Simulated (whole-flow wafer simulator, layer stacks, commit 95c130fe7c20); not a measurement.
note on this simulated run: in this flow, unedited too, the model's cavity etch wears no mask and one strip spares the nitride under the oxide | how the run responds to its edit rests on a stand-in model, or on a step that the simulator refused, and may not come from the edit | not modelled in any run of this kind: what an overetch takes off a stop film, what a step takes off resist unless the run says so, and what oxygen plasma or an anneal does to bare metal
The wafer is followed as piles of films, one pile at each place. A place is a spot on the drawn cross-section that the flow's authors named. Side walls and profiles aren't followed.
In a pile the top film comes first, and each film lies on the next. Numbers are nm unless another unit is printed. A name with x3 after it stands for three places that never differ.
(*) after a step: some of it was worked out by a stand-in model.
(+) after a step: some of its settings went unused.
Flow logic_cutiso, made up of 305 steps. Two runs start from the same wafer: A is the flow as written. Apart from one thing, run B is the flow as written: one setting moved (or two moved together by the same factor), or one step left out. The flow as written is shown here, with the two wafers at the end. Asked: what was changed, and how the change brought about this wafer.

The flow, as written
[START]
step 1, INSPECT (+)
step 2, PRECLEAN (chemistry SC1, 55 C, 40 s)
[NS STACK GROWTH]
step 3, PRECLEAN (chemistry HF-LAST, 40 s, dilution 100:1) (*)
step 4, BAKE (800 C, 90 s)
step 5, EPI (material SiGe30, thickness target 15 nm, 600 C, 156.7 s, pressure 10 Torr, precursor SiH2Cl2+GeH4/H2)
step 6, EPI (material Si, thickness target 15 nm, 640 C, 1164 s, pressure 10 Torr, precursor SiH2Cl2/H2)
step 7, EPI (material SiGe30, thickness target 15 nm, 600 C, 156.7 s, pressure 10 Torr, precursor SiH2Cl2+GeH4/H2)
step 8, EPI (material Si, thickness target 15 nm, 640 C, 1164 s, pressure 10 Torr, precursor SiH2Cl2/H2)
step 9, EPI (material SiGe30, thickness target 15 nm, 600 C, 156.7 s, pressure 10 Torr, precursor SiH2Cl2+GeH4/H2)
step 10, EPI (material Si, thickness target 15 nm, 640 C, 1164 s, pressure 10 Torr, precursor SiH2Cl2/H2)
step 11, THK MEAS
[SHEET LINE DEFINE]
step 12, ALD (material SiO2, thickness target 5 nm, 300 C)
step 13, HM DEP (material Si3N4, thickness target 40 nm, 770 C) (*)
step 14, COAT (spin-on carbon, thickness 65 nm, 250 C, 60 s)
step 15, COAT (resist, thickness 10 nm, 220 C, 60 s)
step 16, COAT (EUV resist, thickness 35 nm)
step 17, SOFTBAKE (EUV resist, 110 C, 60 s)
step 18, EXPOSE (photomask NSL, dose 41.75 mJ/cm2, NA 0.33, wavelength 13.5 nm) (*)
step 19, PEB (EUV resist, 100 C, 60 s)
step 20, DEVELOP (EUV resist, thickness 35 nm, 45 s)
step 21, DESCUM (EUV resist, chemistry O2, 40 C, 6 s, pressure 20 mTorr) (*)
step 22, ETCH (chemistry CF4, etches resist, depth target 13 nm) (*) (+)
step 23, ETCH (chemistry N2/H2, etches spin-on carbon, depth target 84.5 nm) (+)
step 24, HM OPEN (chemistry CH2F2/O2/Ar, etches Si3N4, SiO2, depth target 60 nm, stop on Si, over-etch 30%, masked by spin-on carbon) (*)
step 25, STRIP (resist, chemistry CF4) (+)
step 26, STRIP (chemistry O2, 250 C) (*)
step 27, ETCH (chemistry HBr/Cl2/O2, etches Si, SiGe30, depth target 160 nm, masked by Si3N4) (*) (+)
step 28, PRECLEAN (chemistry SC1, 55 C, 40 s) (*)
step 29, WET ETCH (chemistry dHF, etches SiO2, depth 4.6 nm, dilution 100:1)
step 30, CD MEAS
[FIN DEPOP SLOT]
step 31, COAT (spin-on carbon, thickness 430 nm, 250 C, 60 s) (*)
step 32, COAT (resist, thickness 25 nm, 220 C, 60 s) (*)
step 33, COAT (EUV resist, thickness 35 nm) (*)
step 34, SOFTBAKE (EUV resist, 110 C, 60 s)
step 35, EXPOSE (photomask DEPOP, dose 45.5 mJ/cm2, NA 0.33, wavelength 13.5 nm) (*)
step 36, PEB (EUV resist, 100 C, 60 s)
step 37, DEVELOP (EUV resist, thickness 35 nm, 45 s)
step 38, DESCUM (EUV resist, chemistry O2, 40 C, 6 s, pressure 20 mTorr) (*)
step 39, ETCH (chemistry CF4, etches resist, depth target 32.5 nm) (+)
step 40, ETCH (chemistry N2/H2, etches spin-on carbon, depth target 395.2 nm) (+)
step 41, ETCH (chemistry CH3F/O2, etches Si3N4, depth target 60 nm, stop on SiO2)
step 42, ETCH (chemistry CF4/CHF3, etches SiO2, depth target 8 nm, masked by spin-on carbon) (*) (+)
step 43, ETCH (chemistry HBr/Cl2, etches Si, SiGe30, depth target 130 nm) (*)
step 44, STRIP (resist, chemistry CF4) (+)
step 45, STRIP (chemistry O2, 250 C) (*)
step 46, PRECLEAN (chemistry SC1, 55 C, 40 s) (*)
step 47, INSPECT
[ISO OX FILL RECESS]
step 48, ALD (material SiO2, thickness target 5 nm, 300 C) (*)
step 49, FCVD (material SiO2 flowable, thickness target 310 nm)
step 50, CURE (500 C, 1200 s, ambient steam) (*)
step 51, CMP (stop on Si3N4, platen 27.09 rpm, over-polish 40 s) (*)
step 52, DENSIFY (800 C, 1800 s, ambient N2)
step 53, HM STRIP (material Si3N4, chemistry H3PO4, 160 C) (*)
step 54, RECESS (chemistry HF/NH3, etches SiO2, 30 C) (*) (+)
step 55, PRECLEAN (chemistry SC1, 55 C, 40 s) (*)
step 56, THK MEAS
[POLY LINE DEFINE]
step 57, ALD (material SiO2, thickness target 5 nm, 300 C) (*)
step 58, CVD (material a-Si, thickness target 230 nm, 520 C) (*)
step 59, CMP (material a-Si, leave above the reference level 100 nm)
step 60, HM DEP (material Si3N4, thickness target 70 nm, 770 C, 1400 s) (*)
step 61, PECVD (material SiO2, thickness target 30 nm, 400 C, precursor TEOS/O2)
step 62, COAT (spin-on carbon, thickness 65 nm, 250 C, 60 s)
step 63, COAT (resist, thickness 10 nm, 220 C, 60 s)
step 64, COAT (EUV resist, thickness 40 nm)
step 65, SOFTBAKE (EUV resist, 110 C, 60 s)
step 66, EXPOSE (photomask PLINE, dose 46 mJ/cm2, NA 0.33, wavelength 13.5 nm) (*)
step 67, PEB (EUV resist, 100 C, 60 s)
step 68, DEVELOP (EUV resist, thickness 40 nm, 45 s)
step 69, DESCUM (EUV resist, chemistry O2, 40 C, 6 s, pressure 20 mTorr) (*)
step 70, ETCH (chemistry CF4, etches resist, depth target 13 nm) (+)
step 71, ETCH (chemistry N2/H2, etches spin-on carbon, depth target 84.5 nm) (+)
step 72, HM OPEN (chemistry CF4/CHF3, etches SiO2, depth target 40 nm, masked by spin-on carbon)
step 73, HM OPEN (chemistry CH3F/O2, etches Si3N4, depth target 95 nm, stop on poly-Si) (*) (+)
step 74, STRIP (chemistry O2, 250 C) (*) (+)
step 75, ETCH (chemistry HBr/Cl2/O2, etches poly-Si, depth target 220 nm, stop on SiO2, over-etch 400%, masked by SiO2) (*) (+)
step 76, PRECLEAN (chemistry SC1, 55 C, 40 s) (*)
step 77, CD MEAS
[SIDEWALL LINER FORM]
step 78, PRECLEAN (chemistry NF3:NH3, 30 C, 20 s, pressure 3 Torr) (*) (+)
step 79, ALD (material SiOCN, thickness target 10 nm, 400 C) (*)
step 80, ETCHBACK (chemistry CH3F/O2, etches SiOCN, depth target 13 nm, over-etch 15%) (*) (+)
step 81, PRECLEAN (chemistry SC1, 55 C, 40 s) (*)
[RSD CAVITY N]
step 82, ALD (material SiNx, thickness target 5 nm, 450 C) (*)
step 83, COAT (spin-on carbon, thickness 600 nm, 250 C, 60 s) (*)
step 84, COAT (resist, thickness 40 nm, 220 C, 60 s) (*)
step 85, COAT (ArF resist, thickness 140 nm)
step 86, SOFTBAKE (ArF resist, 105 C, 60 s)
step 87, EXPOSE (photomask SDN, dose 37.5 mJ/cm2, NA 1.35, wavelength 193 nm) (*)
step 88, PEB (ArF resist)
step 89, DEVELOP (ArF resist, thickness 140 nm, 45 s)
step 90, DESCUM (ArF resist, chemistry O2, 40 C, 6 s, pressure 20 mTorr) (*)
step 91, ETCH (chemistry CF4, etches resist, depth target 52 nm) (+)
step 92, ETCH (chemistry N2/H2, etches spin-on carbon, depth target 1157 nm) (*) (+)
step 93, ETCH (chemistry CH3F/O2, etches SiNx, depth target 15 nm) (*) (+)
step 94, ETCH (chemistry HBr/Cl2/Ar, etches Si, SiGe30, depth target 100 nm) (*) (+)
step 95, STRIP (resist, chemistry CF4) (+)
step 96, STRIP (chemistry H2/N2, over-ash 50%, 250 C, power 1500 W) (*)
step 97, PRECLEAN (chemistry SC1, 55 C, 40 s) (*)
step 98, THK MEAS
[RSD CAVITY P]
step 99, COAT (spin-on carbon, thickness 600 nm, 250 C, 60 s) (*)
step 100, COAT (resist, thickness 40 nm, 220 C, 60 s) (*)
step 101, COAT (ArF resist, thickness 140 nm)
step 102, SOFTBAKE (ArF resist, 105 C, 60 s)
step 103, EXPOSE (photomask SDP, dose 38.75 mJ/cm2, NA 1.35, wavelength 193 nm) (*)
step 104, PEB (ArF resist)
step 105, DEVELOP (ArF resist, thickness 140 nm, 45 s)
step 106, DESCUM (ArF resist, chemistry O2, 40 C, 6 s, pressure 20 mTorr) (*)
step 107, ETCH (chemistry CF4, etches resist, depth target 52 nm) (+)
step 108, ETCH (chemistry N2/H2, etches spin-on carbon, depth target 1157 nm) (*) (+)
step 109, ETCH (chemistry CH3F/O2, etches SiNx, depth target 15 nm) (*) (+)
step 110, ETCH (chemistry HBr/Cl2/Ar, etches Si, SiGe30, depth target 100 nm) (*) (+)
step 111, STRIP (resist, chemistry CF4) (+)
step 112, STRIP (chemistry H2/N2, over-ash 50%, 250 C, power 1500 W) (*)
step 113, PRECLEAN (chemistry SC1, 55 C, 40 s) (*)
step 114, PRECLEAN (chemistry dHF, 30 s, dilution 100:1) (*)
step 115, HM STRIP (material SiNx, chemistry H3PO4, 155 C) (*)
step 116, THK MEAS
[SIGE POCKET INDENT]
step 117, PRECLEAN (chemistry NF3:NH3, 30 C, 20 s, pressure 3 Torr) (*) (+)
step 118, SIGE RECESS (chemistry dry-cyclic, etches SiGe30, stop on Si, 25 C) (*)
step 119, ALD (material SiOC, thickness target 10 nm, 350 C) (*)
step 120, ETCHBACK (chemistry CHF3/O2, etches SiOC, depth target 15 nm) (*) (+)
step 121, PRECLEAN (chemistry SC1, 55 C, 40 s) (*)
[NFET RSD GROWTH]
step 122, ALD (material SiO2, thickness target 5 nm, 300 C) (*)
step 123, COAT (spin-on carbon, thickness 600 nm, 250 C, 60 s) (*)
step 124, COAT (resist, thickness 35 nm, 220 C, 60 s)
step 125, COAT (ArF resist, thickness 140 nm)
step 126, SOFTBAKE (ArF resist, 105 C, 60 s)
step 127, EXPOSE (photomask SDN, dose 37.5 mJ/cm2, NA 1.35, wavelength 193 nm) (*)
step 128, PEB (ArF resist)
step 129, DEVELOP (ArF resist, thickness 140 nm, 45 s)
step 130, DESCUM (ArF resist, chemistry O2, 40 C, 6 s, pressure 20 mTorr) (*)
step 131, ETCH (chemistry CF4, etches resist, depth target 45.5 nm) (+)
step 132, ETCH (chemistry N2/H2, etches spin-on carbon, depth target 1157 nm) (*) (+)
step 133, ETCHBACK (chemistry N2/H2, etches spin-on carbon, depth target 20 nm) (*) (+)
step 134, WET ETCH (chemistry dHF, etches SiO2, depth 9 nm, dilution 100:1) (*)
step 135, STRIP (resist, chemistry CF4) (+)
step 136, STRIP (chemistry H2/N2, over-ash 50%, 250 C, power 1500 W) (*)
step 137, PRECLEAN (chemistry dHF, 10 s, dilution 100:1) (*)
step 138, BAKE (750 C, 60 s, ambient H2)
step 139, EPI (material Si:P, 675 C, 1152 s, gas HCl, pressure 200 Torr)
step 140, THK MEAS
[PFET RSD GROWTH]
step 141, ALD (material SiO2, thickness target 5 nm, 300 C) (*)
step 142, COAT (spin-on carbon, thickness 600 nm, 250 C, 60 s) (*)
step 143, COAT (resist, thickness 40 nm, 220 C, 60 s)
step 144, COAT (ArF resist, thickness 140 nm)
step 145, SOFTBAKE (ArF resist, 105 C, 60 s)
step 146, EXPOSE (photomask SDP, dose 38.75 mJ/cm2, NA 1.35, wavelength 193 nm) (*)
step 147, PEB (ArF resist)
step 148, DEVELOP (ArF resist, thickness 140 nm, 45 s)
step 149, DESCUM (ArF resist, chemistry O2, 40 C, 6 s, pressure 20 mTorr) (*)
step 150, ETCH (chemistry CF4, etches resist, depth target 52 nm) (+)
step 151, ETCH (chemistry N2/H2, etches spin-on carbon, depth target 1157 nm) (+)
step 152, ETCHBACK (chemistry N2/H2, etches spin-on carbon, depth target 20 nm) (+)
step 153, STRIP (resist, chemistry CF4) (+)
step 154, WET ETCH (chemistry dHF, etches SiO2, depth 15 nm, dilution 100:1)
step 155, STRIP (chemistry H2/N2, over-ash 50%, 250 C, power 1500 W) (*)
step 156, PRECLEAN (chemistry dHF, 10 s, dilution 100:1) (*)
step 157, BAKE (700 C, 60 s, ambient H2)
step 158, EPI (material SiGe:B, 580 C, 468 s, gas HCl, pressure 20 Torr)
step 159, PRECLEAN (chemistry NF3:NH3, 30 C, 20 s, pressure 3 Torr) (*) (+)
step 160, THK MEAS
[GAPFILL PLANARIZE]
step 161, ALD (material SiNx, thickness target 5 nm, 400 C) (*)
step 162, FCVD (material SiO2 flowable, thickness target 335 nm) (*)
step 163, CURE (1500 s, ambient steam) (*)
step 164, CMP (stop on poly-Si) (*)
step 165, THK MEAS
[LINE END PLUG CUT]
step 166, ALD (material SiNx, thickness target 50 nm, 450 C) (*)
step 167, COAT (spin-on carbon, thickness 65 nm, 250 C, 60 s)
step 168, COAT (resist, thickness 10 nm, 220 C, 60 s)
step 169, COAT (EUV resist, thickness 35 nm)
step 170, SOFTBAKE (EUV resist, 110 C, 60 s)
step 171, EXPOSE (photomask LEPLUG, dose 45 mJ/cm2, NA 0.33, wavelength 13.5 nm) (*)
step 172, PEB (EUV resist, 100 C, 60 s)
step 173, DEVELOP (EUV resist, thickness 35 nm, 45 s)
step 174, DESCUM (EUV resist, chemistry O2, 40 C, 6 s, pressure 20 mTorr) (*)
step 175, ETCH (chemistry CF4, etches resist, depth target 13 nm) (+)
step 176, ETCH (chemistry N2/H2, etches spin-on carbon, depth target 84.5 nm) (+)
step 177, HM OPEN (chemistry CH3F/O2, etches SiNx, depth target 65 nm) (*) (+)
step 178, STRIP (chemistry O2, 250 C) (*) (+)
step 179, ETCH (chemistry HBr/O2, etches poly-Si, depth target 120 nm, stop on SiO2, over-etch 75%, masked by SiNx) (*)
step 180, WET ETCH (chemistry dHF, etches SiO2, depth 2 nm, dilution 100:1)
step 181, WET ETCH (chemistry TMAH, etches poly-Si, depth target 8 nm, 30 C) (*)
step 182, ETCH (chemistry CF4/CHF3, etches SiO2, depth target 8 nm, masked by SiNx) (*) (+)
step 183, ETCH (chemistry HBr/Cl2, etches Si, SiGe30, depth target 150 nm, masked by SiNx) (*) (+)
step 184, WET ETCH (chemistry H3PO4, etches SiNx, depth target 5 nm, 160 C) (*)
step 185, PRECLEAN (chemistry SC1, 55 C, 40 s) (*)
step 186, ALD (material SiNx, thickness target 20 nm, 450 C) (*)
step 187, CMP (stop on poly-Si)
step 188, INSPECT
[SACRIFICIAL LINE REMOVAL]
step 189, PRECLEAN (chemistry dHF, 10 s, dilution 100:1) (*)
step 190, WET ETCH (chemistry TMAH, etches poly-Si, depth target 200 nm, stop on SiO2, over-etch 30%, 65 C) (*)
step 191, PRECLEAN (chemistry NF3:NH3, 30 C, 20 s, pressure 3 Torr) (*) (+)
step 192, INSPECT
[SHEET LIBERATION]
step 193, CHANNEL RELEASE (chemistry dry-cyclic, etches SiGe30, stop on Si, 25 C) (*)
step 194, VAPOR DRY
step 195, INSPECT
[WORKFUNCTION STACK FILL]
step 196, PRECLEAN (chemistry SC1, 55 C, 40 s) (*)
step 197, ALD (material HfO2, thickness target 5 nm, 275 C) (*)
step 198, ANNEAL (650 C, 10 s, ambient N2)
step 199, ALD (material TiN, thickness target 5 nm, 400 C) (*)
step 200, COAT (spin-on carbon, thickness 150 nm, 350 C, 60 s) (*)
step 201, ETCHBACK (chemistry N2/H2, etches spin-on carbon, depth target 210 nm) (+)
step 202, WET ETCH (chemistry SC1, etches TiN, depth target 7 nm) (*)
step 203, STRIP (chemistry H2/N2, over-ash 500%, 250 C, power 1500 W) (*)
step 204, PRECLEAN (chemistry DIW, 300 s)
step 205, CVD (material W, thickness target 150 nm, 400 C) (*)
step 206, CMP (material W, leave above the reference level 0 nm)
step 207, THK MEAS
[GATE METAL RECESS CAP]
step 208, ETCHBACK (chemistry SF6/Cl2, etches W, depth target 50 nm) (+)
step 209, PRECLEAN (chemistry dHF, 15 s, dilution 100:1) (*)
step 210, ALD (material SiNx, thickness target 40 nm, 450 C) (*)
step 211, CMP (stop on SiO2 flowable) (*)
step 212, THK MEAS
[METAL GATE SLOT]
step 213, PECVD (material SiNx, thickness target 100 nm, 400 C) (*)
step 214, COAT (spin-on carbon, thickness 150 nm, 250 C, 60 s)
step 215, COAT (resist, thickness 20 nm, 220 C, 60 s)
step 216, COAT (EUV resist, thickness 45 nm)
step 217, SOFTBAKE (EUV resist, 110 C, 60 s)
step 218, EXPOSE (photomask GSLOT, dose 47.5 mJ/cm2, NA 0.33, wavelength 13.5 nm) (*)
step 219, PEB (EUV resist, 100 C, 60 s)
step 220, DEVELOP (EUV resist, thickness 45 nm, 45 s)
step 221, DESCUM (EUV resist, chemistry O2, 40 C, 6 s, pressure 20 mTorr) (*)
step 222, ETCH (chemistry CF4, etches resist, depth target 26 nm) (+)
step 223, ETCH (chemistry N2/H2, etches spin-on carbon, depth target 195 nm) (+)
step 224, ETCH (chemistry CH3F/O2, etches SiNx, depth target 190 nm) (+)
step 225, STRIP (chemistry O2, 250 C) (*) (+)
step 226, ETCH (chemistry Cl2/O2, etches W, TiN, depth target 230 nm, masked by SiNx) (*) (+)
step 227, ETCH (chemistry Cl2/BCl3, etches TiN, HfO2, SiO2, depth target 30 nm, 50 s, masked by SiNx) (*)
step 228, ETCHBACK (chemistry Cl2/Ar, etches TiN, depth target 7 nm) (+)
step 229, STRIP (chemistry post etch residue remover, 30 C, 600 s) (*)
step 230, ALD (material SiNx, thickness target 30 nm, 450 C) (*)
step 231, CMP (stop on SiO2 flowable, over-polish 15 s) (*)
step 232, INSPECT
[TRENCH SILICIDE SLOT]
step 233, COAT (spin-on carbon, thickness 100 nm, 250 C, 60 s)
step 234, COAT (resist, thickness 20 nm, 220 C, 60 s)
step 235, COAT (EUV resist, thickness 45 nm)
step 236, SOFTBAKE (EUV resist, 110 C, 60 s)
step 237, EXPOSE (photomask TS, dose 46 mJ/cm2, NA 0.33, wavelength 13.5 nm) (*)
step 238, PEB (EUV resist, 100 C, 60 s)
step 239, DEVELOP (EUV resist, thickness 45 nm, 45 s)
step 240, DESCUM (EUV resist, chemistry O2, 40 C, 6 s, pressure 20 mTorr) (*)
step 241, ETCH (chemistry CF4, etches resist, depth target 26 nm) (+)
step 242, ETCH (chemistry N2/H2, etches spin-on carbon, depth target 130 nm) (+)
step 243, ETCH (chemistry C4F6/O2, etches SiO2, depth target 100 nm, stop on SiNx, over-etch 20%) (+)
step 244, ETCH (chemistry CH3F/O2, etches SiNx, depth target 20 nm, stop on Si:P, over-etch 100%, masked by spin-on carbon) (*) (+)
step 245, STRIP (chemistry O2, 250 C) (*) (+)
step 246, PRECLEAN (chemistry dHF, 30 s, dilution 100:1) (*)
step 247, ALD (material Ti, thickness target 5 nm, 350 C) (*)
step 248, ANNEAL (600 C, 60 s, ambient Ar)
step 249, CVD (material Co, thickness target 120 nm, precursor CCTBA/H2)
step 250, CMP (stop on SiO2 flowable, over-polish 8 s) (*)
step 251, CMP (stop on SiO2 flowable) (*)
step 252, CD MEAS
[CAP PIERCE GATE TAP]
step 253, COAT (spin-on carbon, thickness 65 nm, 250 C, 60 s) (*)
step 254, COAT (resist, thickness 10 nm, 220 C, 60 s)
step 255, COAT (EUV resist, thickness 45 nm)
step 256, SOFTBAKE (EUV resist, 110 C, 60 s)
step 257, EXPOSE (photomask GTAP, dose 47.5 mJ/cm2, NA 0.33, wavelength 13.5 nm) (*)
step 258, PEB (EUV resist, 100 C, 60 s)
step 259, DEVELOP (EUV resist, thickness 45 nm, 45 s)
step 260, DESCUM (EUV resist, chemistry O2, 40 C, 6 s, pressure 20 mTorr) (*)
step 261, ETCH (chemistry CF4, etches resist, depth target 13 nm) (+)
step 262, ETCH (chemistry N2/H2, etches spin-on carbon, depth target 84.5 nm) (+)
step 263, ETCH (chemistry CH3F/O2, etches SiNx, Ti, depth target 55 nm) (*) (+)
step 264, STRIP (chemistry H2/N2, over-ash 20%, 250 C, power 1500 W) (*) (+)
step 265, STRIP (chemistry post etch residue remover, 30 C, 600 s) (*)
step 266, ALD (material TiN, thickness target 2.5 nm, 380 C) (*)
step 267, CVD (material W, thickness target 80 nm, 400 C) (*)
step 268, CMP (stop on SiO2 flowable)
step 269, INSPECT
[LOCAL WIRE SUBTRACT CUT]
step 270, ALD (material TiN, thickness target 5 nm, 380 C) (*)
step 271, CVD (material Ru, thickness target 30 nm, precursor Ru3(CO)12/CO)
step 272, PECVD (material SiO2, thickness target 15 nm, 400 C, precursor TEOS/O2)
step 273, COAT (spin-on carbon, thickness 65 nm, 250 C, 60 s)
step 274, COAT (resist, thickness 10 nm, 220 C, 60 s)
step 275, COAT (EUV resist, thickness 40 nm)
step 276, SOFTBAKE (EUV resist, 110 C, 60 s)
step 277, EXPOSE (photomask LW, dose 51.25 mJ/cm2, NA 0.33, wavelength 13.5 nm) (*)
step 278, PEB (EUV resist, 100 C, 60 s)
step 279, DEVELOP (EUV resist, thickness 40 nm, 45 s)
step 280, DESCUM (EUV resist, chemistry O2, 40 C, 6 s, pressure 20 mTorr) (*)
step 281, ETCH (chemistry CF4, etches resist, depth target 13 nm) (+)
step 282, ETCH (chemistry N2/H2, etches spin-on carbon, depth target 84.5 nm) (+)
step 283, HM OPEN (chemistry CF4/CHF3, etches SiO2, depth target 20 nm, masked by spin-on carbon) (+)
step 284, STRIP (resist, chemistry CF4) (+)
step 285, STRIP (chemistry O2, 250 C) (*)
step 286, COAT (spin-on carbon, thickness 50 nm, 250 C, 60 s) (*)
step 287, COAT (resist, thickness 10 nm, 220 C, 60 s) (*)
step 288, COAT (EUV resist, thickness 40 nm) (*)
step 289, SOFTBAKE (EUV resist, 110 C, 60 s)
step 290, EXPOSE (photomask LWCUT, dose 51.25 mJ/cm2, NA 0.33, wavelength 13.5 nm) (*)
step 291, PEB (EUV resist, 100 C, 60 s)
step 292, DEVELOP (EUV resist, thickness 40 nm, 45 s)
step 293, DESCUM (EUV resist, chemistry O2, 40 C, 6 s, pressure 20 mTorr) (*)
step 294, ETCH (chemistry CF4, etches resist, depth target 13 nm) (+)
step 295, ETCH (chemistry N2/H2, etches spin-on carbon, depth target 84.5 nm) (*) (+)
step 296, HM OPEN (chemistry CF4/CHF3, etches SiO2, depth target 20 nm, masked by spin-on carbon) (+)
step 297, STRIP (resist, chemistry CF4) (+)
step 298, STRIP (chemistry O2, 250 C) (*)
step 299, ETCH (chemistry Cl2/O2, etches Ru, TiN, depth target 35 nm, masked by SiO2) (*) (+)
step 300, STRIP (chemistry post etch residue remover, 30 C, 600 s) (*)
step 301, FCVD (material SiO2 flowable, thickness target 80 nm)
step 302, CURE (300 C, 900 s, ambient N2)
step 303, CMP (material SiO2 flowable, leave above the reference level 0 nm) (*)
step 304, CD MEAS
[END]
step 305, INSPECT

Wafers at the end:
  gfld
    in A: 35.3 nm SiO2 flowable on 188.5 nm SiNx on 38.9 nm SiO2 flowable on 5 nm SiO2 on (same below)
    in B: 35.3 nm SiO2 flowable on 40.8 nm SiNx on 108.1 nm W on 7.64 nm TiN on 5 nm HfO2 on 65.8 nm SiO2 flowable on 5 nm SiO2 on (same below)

What caused this: step 224, ETCH: depth target 123.5 nm was run, whereas the flow has depth target 190 nm.

How this came from the change, step by step:
  step 224, ETCH (chemistry CH3F/O2, etches SiNx, depth target 190 nm) (+)
      gfld: A -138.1 SiNx (all of it), -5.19 W | B -123.5 SiNx
      depop, dpovl, gl and 18 more: A -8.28 resist (all of it), -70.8 spin-on carbon | B -8.28 resist (all of it), -39.1 spin-on carbon
  step 225, STRIP (chemistry O2, 250 C) (*) (+)
      gl, glp, gxf and 11 more: A -79.3 spin-on carbon (all of it) | B -110.9 spin-on carbon (all of it)
      depop, dpovl, isow, ns, nsgap, rsdn, rsdx: A -79.2 spin-on carbon (all of it) | B -110.9 spin-on carbon (all of it)
  step 226, ETCH (chemistry Cl2/O2, etches W, TiN, depth target 230 nm, masked by SiNx) (*) (+)
      depop, dpovl, gl and 18 more: A -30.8 SiNx | B nothing
      gfld: A -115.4 W (all of it), -7.64 TiN (all of it), -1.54 HfO2 | B nothing
  step 227, ETCH (chemistry Cl2/BCl3, etches TiN, HfO2, SiO2, depth target 30 nm, 50 s, masked by SiNx) (*)
      gfld: A -3.46 HfO2 (all of it), -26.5 SiO2 flowable | B -14.6 SiNx (all of it), -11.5 W
  step 228, ETCHBACK (chemistry Cl2/Ar, etches TiN, depth target 7 nm) (+)
      gfld: A -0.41 SiO2 flowable | B -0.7 W
  step 230, ALD (material SiNx, thickness target 30 nm, 450 C) (*)
      gfld: A +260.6 SiNx (new film) | B +143.7 SiNx (new film)
  step 231, CMP (stop on SiO2 flowable, over-polish 15 s) (*)
      depop, dpovl, gfld and 10 more: A -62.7 SiNx | B -93.5 SiNx
      lnr, lnri, lnrp, lnrt: A -61 SiNx (all of it), -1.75 SiOCN | B -91.7 SiNx (all of it), -1.75 SiOCN
      (also at 5 further places)
Taking metal films that touch as one body, gfld has 1 body; the flow as written gives 0 bodies.
